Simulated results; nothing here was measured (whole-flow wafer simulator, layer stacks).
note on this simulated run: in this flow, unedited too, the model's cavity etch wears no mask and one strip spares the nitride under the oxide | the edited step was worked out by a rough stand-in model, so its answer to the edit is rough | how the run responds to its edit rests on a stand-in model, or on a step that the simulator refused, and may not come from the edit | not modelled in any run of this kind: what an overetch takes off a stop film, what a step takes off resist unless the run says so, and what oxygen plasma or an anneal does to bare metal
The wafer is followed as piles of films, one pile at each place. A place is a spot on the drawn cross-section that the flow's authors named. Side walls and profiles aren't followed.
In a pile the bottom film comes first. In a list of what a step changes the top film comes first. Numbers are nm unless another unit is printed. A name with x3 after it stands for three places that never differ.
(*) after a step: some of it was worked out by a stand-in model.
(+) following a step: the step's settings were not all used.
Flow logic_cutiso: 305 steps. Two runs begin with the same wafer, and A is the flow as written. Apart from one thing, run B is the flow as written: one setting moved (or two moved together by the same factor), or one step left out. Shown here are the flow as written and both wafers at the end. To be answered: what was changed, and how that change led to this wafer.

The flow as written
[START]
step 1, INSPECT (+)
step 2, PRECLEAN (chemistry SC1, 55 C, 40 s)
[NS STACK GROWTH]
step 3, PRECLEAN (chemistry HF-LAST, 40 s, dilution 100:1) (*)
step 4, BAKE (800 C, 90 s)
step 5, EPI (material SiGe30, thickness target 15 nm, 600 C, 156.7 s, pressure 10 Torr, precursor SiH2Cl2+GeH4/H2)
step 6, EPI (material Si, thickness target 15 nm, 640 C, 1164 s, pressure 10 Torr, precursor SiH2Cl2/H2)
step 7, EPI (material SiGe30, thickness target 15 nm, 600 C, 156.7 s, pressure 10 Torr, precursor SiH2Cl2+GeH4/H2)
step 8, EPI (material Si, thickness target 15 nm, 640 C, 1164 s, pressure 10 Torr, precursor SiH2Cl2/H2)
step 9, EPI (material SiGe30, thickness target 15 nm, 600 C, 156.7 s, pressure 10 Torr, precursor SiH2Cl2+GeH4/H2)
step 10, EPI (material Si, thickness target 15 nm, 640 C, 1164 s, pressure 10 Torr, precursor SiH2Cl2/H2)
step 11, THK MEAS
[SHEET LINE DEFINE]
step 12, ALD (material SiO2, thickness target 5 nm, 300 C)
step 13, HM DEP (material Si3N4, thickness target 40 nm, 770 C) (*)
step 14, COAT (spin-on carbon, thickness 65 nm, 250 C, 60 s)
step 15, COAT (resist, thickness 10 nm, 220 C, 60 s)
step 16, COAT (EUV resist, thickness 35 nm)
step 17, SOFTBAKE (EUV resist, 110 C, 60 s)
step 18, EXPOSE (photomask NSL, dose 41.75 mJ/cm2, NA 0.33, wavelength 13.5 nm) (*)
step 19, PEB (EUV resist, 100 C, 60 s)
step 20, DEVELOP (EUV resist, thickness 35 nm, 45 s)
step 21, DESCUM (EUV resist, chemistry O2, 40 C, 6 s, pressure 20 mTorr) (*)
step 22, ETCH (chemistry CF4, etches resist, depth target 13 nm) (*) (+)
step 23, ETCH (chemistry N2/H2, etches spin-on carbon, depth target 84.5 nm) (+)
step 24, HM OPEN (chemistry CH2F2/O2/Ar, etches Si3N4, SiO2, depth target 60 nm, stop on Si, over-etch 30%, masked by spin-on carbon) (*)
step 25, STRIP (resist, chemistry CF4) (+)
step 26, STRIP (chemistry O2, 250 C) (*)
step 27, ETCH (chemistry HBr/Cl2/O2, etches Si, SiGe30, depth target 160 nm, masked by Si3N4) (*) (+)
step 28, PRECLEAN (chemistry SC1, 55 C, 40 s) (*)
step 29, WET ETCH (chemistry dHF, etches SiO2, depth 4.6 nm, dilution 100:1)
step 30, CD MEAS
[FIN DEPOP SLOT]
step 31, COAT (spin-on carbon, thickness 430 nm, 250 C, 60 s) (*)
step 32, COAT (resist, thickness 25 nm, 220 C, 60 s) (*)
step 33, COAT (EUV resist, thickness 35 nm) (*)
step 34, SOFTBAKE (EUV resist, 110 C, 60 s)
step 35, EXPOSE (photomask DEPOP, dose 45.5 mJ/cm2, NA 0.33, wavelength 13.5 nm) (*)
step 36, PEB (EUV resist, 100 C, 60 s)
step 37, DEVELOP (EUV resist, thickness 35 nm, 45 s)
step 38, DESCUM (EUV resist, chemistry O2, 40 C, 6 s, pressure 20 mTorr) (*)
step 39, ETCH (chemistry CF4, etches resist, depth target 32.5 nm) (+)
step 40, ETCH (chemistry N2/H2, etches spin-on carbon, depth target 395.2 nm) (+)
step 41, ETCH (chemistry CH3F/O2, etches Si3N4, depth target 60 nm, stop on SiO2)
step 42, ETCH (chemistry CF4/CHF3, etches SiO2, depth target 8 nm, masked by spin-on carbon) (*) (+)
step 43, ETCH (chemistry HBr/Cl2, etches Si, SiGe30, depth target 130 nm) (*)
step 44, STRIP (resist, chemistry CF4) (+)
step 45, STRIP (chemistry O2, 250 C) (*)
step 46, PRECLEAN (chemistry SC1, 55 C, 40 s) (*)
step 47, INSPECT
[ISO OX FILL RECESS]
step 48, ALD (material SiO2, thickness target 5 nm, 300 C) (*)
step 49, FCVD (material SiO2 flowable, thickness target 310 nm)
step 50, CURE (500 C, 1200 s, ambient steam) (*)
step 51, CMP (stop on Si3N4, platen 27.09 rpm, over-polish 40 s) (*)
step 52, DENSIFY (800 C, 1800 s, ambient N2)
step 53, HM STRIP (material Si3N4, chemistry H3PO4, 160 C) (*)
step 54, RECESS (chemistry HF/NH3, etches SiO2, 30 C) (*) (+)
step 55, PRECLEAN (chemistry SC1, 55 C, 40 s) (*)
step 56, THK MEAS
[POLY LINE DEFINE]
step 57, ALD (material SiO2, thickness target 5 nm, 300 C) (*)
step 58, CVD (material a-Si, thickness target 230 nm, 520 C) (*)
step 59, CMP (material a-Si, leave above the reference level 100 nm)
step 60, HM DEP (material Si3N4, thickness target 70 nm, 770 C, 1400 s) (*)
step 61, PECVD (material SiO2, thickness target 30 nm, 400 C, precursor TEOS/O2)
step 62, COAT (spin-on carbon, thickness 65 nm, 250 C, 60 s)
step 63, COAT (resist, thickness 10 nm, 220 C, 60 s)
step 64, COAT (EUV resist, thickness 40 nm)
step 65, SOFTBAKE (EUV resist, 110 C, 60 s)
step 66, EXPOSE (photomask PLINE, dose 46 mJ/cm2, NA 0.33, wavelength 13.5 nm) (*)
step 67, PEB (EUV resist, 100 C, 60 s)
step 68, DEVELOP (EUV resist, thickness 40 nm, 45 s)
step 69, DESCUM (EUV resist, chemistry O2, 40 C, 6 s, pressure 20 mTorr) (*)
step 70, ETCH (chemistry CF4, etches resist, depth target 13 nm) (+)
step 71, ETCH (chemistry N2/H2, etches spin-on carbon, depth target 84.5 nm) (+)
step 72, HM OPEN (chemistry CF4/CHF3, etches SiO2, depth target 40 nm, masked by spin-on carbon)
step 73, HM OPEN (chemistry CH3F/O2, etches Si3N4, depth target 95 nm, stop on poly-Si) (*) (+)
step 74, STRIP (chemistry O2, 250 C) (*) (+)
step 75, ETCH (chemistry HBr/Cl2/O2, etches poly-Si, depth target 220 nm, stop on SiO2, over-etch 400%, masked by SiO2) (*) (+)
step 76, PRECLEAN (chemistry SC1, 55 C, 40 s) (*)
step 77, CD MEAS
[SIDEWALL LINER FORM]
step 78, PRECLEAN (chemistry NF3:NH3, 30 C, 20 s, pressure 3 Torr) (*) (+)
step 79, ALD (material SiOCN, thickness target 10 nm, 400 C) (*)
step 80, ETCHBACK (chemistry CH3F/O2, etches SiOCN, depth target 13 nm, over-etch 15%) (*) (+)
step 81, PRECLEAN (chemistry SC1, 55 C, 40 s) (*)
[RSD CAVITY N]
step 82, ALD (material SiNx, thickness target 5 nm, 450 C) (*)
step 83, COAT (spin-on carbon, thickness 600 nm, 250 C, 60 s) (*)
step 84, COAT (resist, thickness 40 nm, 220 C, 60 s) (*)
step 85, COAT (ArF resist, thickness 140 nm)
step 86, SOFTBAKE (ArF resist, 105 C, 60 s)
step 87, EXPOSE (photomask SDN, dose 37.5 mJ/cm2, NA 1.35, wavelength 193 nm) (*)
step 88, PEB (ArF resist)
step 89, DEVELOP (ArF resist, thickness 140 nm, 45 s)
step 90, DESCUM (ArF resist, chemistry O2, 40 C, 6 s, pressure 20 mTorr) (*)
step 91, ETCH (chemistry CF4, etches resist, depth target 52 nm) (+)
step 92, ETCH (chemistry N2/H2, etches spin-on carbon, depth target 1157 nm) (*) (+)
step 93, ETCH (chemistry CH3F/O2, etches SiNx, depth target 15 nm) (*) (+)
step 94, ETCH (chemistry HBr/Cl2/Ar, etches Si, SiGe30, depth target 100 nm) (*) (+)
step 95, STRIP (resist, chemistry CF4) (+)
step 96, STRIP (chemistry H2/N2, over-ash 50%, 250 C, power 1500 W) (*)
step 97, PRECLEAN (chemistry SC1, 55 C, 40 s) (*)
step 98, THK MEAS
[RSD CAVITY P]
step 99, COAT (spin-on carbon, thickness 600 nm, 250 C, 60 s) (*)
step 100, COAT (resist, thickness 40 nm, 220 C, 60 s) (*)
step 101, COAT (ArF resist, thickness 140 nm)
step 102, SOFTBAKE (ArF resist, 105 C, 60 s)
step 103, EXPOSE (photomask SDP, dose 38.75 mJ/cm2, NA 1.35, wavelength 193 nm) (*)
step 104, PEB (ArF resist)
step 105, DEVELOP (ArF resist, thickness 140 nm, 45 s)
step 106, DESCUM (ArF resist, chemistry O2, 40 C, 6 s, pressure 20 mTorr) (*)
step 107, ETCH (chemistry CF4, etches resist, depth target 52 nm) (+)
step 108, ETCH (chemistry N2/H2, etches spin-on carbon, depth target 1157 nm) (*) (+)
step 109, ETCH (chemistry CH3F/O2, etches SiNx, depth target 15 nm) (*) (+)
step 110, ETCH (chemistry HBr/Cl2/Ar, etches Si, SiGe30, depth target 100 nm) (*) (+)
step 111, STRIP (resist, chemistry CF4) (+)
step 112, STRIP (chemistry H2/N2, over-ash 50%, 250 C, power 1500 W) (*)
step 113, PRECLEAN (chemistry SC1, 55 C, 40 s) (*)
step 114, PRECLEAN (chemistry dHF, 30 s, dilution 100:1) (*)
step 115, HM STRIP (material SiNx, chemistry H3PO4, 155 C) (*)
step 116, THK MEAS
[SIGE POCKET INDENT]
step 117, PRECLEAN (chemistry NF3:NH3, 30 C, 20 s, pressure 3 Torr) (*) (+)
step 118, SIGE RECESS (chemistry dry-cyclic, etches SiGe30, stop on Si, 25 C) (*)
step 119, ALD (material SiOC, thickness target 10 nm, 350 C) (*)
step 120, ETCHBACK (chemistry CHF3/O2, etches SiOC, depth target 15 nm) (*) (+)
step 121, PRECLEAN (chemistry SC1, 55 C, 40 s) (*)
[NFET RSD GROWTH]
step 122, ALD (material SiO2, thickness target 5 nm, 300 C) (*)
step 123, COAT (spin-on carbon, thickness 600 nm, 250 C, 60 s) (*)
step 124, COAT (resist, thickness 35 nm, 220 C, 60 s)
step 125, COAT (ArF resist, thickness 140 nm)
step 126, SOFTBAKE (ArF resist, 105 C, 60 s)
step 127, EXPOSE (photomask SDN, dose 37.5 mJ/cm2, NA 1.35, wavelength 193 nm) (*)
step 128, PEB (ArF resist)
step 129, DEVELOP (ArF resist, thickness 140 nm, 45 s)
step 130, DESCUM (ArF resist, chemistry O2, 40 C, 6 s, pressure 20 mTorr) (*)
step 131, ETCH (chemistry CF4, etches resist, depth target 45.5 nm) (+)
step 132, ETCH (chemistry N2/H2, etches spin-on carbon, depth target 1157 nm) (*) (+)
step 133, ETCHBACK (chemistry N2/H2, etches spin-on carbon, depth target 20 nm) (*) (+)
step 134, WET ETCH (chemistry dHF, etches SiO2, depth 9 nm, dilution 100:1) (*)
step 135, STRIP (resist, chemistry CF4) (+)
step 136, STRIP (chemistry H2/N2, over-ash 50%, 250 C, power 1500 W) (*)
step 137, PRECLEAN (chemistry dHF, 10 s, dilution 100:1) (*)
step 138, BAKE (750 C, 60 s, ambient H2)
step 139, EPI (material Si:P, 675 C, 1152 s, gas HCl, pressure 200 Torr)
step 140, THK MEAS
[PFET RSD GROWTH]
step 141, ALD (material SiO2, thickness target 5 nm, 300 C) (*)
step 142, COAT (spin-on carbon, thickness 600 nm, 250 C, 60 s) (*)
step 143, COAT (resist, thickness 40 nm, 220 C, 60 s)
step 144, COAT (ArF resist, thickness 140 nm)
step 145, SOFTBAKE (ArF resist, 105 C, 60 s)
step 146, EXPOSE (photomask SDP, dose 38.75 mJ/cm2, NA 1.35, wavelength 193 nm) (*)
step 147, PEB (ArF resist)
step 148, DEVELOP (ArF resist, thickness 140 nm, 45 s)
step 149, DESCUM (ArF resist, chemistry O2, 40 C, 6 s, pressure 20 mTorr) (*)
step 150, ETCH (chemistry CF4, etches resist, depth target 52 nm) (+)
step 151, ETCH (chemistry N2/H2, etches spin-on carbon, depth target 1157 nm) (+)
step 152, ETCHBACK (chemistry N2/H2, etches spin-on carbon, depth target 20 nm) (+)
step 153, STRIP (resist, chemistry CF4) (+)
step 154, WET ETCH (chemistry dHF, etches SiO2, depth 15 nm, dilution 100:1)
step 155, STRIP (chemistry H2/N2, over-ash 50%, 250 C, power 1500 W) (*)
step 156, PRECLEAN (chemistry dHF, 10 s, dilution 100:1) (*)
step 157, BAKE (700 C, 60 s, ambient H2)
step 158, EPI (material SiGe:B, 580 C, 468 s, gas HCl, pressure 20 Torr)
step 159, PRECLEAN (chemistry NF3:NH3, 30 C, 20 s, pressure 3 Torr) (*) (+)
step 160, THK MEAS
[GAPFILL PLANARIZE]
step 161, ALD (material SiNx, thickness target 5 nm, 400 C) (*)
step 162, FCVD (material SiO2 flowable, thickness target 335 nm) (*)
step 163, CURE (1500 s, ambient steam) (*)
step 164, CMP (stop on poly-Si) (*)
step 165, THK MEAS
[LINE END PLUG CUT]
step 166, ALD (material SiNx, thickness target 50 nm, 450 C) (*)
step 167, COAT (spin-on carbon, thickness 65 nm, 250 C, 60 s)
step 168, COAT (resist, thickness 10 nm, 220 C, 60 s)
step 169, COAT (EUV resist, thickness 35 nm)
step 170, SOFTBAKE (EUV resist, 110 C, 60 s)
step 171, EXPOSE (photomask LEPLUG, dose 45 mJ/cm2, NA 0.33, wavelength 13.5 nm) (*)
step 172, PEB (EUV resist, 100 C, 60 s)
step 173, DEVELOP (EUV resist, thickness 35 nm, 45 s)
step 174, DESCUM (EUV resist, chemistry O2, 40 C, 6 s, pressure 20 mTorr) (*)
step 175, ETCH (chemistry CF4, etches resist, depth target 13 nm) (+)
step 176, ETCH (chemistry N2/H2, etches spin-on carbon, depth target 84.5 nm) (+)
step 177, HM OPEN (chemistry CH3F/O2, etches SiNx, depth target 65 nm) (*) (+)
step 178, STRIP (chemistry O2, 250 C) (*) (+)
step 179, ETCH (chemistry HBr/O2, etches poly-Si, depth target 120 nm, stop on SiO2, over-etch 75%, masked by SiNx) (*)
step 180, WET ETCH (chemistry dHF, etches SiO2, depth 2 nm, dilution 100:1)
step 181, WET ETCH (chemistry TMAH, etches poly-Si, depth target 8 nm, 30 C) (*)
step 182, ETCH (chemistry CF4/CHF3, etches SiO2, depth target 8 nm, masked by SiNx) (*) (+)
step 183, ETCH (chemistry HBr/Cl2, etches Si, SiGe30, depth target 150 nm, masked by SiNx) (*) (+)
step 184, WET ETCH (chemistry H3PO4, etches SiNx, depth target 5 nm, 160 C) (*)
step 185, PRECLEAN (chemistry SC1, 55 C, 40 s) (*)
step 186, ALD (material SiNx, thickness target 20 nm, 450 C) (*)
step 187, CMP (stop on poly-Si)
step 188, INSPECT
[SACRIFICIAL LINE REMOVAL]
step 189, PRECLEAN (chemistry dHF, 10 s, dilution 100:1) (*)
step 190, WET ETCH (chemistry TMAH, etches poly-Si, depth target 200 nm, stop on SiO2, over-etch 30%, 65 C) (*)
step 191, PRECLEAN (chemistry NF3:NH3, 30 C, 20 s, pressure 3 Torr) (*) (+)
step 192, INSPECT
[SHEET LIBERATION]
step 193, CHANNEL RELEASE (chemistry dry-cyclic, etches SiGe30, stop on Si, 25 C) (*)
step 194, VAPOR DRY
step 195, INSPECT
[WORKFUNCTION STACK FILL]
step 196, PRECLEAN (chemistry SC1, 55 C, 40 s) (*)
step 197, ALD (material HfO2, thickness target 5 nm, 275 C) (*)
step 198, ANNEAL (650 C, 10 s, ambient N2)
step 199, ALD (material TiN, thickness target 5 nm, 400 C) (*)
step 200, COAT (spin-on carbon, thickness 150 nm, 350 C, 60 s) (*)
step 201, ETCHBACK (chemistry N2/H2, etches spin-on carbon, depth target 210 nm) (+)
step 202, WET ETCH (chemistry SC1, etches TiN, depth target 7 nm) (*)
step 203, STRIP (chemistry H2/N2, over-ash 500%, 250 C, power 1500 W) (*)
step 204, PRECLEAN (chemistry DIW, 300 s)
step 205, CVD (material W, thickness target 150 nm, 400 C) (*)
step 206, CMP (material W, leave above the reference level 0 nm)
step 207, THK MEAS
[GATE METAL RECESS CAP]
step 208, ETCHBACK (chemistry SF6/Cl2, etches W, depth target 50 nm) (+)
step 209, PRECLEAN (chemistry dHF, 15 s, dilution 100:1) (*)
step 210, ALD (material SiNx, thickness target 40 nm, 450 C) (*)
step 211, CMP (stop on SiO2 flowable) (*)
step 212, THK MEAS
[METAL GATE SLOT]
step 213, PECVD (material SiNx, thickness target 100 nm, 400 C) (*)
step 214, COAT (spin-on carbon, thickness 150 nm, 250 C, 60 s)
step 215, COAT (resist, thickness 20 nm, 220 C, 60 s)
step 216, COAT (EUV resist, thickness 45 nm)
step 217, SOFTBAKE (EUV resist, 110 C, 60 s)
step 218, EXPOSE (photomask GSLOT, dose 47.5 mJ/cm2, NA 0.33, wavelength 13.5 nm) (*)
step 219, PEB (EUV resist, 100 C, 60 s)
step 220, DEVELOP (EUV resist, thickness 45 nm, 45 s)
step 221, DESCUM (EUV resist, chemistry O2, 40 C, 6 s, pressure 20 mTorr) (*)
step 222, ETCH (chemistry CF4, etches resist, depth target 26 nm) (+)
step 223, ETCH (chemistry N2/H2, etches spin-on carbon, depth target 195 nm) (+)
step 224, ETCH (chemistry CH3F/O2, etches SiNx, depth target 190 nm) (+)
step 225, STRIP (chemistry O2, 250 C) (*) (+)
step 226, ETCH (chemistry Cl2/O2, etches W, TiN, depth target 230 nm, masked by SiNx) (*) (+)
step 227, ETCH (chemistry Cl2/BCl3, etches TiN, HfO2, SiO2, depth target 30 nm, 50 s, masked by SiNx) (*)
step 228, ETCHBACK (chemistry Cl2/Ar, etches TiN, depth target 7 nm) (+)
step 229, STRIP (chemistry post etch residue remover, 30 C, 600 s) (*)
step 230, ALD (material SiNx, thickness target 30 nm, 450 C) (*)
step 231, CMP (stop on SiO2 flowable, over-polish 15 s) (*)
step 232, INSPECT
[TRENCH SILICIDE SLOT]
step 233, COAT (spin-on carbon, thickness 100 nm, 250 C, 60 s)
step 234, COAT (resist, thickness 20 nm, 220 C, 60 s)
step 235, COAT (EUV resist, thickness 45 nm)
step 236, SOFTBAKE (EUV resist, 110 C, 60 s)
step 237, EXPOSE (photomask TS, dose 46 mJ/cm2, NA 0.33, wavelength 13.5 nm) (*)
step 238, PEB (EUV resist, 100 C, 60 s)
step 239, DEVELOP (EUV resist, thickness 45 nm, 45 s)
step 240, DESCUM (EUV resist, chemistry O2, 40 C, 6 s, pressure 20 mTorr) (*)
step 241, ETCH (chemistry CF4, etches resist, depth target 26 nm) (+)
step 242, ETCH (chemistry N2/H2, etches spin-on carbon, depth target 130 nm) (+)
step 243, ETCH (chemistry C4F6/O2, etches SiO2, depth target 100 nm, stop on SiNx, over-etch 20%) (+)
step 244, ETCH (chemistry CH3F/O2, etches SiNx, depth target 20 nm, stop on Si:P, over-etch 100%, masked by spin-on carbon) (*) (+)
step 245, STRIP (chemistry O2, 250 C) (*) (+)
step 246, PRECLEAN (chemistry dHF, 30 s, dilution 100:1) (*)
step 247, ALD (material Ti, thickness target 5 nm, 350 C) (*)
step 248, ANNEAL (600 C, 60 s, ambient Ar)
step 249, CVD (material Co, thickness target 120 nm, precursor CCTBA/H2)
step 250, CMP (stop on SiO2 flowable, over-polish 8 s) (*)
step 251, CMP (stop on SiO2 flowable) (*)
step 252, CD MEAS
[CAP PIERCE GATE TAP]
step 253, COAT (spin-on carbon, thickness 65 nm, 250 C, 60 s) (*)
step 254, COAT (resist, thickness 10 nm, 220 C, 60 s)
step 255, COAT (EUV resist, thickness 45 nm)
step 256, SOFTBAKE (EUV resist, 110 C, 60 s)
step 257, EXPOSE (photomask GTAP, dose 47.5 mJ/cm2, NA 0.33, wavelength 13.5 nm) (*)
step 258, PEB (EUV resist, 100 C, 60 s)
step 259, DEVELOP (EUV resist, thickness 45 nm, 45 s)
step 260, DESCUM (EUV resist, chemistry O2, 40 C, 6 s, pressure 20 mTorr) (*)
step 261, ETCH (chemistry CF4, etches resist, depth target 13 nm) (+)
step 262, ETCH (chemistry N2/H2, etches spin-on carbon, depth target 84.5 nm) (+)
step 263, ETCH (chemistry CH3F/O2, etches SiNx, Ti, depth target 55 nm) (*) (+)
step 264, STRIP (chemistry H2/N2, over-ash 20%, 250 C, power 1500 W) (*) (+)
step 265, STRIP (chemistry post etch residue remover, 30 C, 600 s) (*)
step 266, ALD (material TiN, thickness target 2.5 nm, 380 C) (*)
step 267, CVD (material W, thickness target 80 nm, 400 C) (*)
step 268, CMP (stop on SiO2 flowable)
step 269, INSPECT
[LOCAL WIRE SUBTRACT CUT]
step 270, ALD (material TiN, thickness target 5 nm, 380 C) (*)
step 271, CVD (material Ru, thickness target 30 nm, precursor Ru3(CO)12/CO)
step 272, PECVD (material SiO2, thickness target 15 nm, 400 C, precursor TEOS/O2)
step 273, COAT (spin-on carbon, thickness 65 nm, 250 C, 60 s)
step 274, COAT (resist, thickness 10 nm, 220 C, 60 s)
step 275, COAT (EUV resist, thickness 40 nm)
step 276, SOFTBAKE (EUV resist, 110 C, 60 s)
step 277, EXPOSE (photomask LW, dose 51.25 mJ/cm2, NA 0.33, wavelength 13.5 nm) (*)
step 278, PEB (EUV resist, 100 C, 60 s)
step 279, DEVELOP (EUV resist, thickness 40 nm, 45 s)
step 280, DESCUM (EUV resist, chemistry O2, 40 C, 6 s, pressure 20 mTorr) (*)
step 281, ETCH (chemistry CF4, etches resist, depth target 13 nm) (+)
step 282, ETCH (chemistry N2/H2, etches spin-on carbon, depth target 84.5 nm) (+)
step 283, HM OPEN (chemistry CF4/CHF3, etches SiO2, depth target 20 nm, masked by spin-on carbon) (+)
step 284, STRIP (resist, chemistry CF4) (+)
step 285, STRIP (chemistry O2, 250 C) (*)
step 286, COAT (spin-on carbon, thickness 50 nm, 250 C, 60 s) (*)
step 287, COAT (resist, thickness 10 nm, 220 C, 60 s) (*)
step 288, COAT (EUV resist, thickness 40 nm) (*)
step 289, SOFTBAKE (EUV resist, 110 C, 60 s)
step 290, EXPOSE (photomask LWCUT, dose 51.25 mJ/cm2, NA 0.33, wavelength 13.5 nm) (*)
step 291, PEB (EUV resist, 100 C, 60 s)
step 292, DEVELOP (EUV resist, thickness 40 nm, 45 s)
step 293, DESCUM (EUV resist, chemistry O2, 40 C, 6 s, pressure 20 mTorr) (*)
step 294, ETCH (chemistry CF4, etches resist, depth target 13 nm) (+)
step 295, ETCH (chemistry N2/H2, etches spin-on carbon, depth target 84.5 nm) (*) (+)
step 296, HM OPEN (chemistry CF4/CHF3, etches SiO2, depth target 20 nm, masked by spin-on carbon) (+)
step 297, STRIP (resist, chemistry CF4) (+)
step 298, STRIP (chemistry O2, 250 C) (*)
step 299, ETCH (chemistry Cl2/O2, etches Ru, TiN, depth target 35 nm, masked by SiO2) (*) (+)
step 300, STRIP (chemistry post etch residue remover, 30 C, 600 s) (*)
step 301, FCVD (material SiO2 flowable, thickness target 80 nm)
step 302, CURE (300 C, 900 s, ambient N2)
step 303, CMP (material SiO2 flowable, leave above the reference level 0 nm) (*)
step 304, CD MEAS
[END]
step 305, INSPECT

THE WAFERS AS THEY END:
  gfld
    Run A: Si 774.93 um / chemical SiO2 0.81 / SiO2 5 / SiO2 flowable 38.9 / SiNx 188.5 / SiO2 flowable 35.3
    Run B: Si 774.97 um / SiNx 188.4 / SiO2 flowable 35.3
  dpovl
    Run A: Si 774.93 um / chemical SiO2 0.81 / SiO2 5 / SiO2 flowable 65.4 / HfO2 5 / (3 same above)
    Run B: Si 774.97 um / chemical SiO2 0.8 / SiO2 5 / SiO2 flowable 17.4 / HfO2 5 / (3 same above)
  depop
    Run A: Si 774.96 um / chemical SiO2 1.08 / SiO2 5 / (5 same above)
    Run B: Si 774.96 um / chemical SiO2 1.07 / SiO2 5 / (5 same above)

Cause: step 27, ETCH: depth target 112 nm was run, while the flow as written has depth target 160 nm.

How this came from the change, step by step:
  step 27, ETCH (chemistry HBr/Cl2/O2, etches Si, SiGe30, depth target 160 nm, masked by Si3N4) (*) (+)
      depop, gl, glp and 12 more: A -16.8 Si3N4 | B -12.5 Si3N4
      gfld, gxf, iso, lnri: A -0.79 chemical SiO2 (all of it), -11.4 Si (all of it), -15 SiGe30 (all of it), -15 Si (all of it), -15 SiGe30 (all of it), -15 Si (all of it), -15 SiGe30 (all of it), -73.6 Si | B -0.79 chemical SiO2 (all of it), -11.4 Si (all of it), -15 SiGe30 (all of it), -15 Si (all of it), -15 SiGe30 (all of it), -15 Si (all of it), -15 SiGe30 (all of it), -25.6 Si
      (as well as at 3 more places)
  step 31, COAT (spin-on carbon, thickness 430 nm, 250 C, 60 s) (*)
      depop, ns: A +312 spin-on carbon (new film) | B +338.8 spin-on carbon (new film)
      dpovl, nsgap: A +503.7 spin-on carbon (new film) | B +486.9 spin-on carbon (new film)
      (as well as at 18 more places)
  step 40, ETCH (chemistry N2/H2, etches spin-on carbon, depth target 395.2 nm) (+)
      depop: A -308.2 spin-on carbon (all of it), -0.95 Si3N4 | B -335.1 spin-on carbon (all of it), -0.65 Si3N4
  step 41, ETCH (chemistry CH3F/O2, etches Si3N4, depth target 60 nm, stop on SiO2)
      gfld, gl, glp and 17 more: A -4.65 resist | B -5.58 resist
      depop: A -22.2 Si3N4 (all of it), -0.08 SiO2 | B -26.9 Si3N4 (all of it), -0.08 SiO2
      (as well as at 1 more place)
  step 42, ETCH (chemistry CF4/CHF3, etches SiO2, depth target 8 nm, masked by spin-on carbon) (*) (+)
      gfld: A -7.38 resist | B -6.53 resist (all of it), -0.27 spin-on carbon
      gxf: A -7.42 resist (all of it) | B -6.27 resist (all of it), -0.36 spin-on carbon
      (as well as at 18 more places)
  step 45, STRIP (chemistry O2, 250 C) (*)
      gfld, lnri: A +0.82 chemical SiO2 (new film), -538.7 spin-on carbon (all of it), -0.36 Si | B +0.81 chemical SiO2 (new film), -506.1 spin-on carbon (all of it), -0.36 Si
      glp, tap: A -347.6 spin-on carbon (all of it) | B -358.7 spin-on carbon (all of it)
      (as well as at 17 more places)
  step 49, FCVD (material SiO2 flowable, thickness target 310 nm)
      gl, glp, gxn and 10 more: A +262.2 SiO2 flowable (new film) | B +273.1 SiO2 flowable (new film)
      gfld, gxf, iso, lnri: A +453.9 SiO2 flowable (new film) | B +421.1 SiO2 flowable (new film)
      (as well as at 5 more places)
  step 50, CURE (500 C, 1200 s, ambient steam) (*)
      depop: A -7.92 SiO2 flowable | B -8.48 SiO2 flowable
      dpovl: A -7.92 SiO2 flowable | B -8.47 SiO2 flowable
      (as well as at 3 more places)
  step 51, CMP (stop on Si3N4, platen 27.09 rpm, over-polish 40 s) (*)
      glp, lnrp: A -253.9 SiO2 flowable (all of it), -5 SiO2 (all of it), -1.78 Si3N4 | B -264.5 SiO2 flowable (all of it), -5 SiO2 (all of it), -1.78 Si3N4
      gxn, gxp: A -253 SiO2 flowable (all of it), -5 SiO2 (all of it), -1.78 Si3N4 | B -263.8 SiO2 flowable (all of it), -5 SiO2 (all of it), -1.78 Si3N4
      (as well as at 18 more places)
  step 52, DENSIFY (800 C, 1800 s, ambient N2)
      gfld, gxf, iso, lnri: A -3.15 SiO2 flowable | B -2.14 SiO2 flowable
      dpovl: A -2.82 SiO2 flowable | B -2.14 SiO2 flowable
      (as well as at 1 more place)
  step 53, HM STRIP (material Si3N4, chemistry H3PO4, 160 C) (*)
      gl, glp, gxn and 11 more: A -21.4 Si3N4 (all of it), -0.36 SiO2 | B -25.8 Si3N4 (all of it), -0.44 SiO2
  step 54, RECESS (chemistry HF/NH3, etches SiO2, 30 C) (*) (+)
      gfld, gxf, iso, lnri: A -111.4 SiO2 flowable | B -116.4 SiO2 flowable
      depop: A -111.9 SiO2 flowable | B -115.8 SiO2 flowable
      (as well as at 3 more places)
  step 227, ETCH (chemistry Cl2/BCl3, etches TiN, HfO2, SiO2, depth target 30 nm, 50 s, masked by SiNx) (*)
      gfld: A -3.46 HfO2 (all of it), -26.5 SiO2 flowable | B -3.46 HfO2 (all of it), -17.8 SiO2 flowable (all of it), -5 SiO2 (all of it), -0.8 chemical SiO2 (all of it), -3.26 Si
